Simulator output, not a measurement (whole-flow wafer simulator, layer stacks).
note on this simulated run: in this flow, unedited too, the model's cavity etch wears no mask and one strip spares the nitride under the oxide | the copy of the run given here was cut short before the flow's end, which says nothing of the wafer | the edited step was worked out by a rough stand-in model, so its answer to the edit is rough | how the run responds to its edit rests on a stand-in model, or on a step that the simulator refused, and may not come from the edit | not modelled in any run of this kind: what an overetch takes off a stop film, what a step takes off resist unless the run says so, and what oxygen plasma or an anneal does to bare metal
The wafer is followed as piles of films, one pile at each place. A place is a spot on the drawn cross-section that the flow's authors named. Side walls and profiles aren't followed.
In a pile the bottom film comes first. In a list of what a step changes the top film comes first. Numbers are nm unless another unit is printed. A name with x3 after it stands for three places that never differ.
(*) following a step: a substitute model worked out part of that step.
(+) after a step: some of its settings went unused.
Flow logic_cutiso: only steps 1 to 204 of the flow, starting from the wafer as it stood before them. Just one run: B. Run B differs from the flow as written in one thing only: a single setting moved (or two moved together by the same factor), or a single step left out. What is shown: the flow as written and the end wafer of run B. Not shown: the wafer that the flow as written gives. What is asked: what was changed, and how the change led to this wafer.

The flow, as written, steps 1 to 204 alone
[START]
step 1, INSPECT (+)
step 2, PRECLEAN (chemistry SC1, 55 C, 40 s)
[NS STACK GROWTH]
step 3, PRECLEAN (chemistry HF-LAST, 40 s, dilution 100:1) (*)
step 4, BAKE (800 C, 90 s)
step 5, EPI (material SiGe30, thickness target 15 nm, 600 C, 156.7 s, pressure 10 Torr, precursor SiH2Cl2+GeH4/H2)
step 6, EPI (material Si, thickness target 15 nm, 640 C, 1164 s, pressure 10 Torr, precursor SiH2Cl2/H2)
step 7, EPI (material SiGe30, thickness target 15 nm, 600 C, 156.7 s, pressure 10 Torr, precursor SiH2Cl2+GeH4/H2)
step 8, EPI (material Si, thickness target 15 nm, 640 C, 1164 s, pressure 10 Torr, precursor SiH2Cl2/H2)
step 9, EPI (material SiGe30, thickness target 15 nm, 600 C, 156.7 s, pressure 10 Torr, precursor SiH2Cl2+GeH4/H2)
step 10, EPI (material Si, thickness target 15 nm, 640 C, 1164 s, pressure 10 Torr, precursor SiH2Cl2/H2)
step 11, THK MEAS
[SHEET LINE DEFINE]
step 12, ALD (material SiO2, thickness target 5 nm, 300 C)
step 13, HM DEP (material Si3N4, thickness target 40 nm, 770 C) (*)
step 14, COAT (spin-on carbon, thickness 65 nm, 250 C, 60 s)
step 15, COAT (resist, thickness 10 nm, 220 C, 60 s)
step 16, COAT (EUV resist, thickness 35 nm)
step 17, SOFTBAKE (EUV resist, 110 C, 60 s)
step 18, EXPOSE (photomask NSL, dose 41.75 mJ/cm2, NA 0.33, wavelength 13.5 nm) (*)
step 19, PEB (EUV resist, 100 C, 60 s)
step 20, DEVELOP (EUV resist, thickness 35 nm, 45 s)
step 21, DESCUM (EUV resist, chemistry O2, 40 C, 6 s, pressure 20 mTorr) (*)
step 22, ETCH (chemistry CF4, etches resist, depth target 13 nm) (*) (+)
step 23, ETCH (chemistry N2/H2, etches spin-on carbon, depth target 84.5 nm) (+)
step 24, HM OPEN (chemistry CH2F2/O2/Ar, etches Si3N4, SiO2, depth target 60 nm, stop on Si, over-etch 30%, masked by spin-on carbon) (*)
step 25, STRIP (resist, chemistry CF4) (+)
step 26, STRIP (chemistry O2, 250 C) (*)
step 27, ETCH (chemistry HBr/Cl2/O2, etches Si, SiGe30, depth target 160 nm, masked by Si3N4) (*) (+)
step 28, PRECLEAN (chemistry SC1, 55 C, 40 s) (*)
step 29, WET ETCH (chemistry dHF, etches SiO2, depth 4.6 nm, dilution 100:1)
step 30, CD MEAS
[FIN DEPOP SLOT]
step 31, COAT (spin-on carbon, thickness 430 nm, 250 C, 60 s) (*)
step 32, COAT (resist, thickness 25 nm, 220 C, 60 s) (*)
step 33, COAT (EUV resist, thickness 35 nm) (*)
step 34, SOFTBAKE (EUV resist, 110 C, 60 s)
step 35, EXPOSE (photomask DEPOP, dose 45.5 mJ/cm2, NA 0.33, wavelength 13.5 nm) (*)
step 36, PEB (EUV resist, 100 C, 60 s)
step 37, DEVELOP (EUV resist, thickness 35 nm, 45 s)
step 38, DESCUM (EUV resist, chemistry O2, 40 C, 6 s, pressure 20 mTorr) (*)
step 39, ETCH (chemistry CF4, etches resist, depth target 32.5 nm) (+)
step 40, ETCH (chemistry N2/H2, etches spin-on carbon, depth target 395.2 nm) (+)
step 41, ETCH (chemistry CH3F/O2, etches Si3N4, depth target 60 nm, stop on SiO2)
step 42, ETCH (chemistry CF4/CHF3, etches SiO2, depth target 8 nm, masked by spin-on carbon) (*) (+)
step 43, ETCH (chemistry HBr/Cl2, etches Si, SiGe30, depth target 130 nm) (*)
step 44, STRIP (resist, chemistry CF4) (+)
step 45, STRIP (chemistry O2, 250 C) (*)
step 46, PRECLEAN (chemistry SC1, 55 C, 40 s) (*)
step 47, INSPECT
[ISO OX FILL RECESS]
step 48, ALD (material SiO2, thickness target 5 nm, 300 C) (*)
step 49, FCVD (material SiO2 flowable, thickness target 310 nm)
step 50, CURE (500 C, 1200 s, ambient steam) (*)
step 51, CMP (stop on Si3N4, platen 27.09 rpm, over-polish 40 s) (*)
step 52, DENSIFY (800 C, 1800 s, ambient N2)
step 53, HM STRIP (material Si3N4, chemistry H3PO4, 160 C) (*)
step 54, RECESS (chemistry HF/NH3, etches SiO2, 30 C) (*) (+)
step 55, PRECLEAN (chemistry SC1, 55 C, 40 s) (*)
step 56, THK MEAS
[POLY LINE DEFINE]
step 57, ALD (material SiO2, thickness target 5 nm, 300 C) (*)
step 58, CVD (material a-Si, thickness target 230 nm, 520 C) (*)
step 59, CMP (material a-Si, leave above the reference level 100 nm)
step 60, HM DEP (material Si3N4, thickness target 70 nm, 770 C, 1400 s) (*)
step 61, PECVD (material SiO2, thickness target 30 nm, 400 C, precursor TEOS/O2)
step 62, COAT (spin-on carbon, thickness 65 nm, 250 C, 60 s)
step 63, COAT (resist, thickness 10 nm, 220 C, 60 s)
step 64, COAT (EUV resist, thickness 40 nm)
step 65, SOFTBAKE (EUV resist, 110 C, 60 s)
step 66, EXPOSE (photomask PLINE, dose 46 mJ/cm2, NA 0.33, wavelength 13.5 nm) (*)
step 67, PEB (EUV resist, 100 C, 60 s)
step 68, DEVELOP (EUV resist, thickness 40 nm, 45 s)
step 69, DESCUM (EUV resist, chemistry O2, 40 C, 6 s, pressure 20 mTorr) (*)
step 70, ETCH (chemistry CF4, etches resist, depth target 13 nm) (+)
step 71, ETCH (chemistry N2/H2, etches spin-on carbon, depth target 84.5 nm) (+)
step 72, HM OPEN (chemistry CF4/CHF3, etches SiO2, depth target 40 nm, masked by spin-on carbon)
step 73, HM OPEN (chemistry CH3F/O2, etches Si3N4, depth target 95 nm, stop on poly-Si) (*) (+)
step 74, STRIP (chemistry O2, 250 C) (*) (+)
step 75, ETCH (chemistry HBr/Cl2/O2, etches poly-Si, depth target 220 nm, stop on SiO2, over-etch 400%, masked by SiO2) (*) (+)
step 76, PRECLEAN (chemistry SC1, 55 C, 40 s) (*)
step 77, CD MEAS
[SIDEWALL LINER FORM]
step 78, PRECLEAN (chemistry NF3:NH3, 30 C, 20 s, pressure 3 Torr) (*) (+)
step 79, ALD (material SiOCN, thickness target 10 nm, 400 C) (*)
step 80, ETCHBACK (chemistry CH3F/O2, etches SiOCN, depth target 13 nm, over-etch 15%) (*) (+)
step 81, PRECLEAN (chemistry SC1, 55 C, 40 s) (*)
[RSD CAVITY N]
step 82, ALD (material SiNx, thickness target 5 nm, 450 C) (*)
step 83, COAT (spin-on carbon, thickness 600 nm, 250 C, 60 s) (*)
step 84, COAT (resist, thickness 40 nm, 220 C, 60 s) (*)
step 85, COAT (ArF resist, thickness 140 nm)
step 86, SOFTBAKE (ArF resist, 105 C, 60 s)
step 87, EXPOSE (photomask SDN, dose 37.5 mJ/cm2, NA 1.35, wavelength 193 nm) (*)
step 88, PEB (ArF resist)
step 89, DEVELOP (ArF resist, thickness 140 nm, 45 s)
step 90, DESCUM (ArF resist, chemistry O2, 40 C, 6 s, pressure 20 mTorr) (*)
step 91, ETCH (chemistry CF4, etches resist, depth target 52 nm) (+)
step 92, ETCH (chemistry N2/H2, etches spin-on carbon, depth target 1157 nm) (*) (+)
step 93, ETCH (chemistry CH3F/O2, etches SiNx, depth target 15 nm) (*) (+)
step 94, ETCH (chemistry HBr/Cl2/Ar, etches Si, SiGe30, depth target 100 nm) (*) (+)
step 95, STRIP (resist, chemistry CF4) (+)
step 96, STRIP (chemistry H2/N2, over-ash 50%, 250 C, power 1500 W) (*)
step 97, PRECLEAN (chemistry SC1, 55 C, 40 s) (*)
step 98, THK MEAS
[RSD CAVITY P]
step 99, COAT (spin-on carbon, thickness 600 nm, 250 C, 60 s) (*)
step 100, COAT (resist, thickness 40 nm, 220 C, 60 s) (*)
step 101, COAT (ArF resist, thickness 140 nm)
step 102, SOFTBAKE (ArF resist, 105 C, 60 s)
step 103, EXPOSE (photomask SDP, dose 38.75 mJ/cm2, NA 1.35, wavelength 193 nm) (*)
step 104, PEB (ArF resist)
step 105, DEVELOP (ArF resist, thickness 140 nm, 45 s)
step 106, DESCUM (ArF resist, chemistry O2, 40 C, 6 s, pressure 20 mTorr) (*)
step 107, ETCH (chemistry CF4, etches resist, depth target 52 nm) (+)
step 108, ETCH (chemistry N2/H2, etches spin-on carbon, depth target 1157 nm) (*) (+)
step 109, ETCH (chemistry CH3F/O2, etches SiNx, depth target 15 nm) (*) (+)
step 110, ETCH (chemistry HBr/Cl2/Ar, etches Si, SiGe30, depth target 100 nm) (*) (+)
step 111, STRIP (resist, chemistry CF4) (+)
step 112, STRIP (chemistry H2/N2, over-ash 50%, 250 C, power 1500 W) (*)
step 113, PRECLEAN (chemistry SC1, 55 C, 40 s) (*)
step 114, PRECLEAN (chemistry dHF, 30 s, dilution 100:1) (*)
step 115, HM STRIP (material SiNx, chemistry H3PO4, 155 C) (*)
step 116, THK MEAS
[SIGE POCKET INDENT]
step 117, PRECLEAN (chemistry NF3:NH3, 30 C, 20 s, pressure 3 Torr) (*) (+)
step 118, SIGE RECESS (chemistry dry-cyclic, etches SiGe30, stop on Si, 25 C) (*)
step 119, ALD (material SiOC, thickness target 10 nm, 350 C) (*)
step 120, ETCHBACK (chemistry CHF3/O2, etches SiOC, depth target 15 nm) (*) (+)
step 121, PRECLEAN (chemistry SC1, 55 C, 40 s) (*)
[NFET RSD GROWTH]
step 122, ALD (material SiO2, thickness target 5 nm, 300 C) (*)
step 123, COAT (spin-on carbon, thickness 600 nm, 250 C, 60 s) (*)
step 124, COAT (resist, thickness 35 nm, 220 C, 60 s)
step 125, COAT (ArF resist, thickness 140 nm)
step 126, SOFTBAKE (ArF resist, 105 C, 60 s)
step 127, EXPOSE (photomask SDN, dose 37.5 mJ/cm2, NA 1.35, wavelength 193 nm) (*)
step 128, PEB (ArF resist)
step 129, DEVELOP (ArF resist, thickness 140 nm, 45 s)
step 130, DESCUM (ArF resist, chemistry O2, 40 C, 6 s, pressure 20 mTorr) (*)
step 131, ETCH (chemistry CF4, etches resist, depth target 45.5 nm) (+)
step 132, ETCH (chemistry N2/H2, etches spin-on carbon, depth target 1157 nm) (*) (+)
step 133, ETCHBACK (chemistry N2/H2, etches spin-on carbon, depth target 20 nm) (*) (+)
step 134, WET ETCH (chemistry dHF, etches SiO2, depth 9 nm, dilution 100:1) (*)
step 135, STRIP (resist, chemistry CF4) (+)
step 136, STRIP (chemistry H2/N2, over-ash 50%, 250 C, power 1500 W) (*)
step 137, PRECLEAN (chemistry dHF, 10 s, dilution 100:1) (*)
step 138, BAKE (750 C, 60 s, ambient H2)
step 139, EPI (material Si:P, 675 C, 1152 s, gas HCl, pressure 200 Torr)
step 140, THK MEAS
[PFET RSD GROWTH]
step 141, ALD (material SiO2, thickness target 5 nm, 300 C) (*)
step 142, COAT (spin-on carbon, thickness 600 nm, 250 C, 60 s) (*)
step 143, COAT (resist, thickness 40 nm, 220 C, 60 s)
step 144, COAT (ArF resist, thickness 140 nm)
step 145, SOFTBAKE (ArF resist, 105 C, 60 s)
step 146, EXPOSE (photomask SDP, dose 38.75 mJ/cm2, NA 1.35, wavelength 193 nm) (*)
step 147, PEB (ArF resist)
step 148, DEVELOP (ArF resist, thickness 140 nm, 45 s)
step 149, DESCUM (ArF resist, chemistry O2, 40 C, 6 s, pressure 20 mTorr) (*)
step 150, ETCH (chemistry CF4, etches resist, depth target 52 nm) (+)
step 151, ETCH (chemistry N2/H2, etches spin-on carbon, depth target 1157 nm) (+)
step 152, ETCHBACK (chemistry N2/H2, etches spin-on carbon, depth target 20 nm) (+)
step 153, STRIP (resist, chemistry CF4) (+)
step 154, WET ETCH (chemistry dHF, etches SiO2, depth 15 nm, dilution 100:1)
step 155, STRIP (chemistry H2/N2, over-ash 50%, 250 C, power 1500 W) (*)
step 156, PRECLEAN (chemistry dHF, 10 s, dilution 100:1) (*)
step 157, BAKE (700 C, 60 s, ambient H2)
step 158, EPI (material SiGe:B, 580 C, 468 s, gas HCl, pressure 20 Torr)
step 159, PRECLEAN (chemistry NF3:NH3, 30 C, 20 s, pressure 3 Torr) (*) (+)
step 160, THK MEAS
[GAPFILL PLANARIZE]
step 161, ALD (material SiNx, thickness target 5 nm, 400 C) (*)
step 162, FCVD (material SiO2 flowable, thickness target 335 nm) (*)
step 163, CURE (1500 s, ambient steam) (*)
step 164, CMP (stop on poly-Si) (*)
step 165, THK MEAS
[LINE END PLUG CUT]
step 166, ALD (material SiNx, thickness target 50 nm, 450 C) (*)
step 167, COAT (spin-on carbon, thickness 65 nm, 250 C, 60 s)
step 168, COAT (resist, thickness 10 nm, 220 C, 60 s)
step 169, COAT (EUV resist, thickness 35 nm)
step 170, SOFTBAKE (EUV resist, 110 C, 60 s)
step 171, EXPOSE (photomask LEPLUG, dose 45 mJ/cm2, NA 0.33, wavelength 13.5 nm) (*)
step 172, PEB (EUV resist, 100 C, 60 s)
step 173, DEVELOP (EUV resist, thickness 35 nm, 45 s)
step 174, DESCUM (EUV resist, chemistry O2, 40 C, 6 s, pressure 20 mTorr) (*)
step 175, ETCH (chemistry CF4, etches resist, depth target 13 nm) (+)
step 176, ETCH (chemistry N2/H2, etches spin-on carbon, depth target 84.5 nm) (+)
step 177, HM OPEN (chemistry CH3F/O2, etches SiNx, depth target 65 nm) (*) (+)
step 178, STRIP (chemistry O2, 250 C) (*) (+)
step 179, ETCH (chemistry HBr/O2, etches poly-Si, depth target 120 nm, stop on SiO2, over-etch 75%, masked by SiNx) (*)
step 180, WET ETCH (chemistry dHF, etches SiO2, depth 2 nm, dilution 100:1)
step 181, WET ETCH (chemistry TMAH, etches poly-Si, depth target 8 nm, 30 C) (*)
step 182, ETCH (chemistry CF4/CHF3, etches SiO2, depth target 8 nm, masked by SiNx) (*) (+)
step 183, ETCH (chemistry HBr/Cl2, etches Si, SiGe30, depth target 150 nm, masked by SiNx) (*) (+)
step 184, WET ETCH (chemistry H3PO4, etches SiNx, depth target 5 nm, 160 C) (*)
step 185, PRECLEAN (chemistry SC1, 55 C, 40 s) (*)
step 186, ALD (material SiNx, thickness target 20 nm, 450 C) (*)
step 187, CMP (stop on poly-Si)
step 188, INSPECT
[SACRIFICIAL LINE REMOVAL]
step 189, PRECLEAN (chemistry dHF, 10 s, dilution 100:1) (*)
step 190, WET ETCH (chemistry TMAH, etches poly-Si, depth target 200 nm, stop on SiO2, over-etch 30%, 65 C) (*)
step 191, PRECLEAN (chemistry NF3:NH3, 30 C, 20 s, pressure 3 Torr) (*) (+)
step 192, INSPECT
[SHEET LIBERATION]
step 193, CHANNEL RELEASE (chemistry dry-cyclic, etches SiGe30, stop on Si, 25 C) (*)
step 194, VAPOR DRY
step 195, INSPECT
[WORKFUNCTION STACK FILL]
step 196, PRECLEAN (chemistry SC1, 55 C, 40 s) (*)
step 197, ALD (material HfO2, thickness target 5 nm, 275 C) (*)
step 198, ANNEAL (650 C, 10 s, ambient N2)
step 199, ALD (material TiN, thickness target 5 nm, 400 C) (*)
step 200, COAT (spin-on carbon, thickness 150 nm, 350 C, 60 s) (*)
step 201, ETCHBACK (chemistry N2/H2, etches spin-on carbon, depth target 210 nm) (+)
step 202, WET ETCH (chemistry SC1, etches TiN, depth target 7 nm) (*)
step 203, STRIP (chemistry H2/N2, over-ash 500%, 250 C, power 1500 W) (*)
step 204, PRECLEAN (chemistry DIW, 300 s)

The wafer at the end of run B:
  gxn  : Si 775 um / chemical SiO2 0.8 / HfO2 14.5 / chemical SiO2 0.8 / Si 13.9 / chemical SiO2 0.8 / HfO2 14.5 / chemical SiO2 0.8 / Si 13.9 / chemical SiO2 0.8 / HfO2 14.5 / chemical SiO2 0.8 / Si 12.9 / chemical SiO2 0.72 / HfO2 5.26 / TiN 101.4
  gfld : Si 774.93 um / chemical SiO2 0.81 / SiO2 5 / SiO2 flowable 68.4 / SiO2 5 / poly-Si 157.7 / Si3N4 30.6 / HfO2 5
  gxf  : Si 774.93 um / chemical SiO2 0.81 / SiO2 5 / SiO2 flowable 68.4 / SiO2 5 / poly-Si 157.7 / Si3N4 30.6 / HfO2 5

What caused this: step 58, CVD: thickness target 115 nm was run, whereas the flow has thickness target 230 nm.

Step by step, how the change led to this:
  step 58, CVD (material a-Si, thickness target 230 nm, 520 C) (*)
      gl, glp, gxn and 11 more: +115 a-Si (new film) (as written it would have been: +230 a-Si (new film))
      depop, dpovl, isow, nsgap: +204.4 a-Si (new film) (as written it would have been: +319.4 a-Si (new film))
      (as well as at 4 more places)
  step 59, CMP (material a-Si, leave above the reference level 100 nm)
      gfld, gxf, iso, lnri: nothing (as written it would have been: -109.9 a-Si)
      depop, dpovl, gl and 15 more: -15 a-Si (as written it would have been: -130 a-Si)
  step 60, HM DEP (material Si3N4, thickness target 70 nm, 770 C, 1400 s) (*)
      gfld, gxf, iso, lnri: +70 Si3N4 (new film), +157.7 poly-Si (new film), -157.7 a-Si (all of it) (as written it would have been: +70 Si3N4 (new film), +189.4 poly-Si (new film), -189.4 a-Si (all of it))
  step 61, PECVD (material SiO2, thickness target 30 nm, 400 C, precursor TEOS/O2)
      gfld, gxf, iso, lnri: +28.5 SiO2 (new film) (as written it would have been: +30 SiO2 (new film))
  step 62, COAT (spin-on carbon, thickness 65 nm, 250 C, 60 s)
      gl, glp, lnrt and 6 more: +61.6 spin-on carbon (new film) (as written it would have been: +65 spin-on carbon (new film))
      gxn, gxp: +61.1 spin-on carbon (new film) (as written it would have been: +65 spin-on carbon (new film))
      (as well as at 6 more places)
  step 63, COAT (resist, thickness 10 nm, 220 C, 60 s)
      gfld: +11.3 resist (new film) (as written it would have been: +10 resist (new film))
      gxf: +10.7 resist (new film) (as written it would have been: +10 resist (new film))
      (as well as at 2 more places)
  step 70, ETCH (chemistry CF4, etches resist, depth target 13 nm) (+)
      iso: -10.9 resist (all of it), -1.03 spin-on carbon (as written it would have been: -10 resist (all of it), -1.5 spin-on carbon)
      lnri: -10.8 resist (all of it), -1.12 spin-on carbon (as written it would have been: -10 resist (all of it), -1.5 spin-on carbon)
  step 71, ETCH (chemistry N2/H2, etches spin-on carbon, depth target 84.5 nm) (+)
      iso, lnri: -84.5 spin-on carbon (as written it would have been: -63.5 spin-on carbon (all of it), -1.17 SiO2)
      lnrt, rsdn, rsdp, rsdw, rsdx: -59.9 spin-on carbon (all of it), -1.37 SiO2 (as written it would have been: -63.5 spin-on carbon (all of it), -1.17 SiO2)
      (as well as at 2 more places)
  step 72, HM OPEN (chemistry CF4/CHF3, etches SiO2, depth target 40 nm, masked by spin-on carbon)
      iso: -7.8 spin-on carbon (all of it), -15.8 SiO2 (as written it would have been: -28.8 SiO2 (all of it), -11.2 Si3N4)
      lnri: -7.88 spin-on carbon (all of it), -15.6 SiO2 (as written it would have been: -28.8 SiO2 (all of it), -11.2 Si3N4)
      (as well as at 2 more places)
  step 73, HM OPEN (chemistry CH3F/O2, etches Si3N4, depth target 95 nm, stop on poly-Si) (*) (+)
      iso, lnri: -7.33 SiO2 (as written it would have been: -58.8 Si3N4 (all of it))
  step 74, STRIP (chemistry O2, 250 C) (*) (+)
      iso, lnri: nothing (as written it would have been: +0.79 chemical SiO2 (new film), -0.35 poly-Si)
      gl, glp: -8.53 spin-on carbon (all of it) (as written it would have been: -11.9 spin-on carbon (all of it))
      (as well as at 6 more places)
  step 75, ETCH (chemistry HBr/Cl2/O2, etches poly-Si, depth target 220 nm, stop on SiO2, over-etch 400%, masked by SiO2) (*) (+)
      iso: -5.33 SiO2 (all of it), -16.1 Si3N4 (as written it would have been: -0.79 chemical SiO2 (all of it), -189.1 poly-Si (all of it), -4.55 SiO2)
      lnri: -5.6 SiO2 (all of it), -13.9 Si3N4 (as written it would have been: -0.79 chemical SiO2 (all of it), -189.1 poly-Si (all of it), -4.55 SiO2)
      (as well as at 13 more places)
  step 78, PRECLEAN (chemistry NF3:NH3, 30 C, 20 s, pressure 3 Torr) (*) (+)
      iso, lnri: -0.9 Si3N4 (as written it would have been: -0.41 SiO2 (all of it), -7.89 SiO2 flowable)
  step 80, ETCHBACK (chemistry CH3F/O2, etches SiOCN, depth target 13 nm, over-etch 15%) (*) (+)
      iso: -10 SiOCN (all of it), -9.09 Si3N4 (as written it would have been: -10 SiOCN (all of it), -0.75 SiO2 flowable)
      lnri: +15.1 SiOCN (as written it would have been: +271.9 SiOCN)
  step 83, COAT (spin-on carbon, thickness 600 nm, 250 C, 60 s) (*)
      rsdn, rsdp, rsdw, rsdx: +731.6 spin-on carbon (new film) (as written it would have been: +716.5 spin-on carbon (new film))
      gl, gxn, gxp: +541.6 spin-on carbon (new film) (as written it would have been: +528.7 spin-on carbon (new film))
      (as well as at 10 more places)
  step 92, ETCH (chemistry N2/H2, etches spin-on carbon, depth target 1157 nm) (*) (+)
      depop, dpovl, gfld and 12 more: -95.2 ArF resist (all of it), -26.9 resist (as written it would have been: -95.2 ArF resist (all of it), -26.2 resist)
      gl, gxn: -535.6 spin-on carbon (all of it), -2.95 SiNx (as written it would have been: -522.7 spin-on carbon (all of it), -2.88 SiNx)
      (as well as at 5 more places)
  ... 32 further steps ...
  step 203, STRIP (chemistry H2/N2, over-ash 500%, 250 C, power 1500 W) (*)
      gxn, gxp: nothing (as written it would have been: -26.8 spin-on carbon (all of it))
      gfld: nothing (as written it would have been: -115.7 spin-on carbon (all of it))
      (as well as at 4 more places)
With metal films that touch counted as one body, gxn has 1 body; the flow as written gives 4 bodies (between them, from the top down: HfO2 5 / chemical SiO2 0.72 / Si 12.9 / chemical SiO2 0.8 / HfO2 5; HfO2 5 / chemical SiO2 0.8 / Si 13.9 / chemical SiO2 0.8 / HfO2 5; HfO2 5 / chemical SiO2 0.8 / Si 13.9 / chemical SiO2 0.8 / HfO2 5).
With metal films that touch counted as one body, gfld has 0 bodies; the flow as written gives 1 body.
With metal films that touch counted as one body, gxf has 0 bodies; the flow as written gives 1 body.
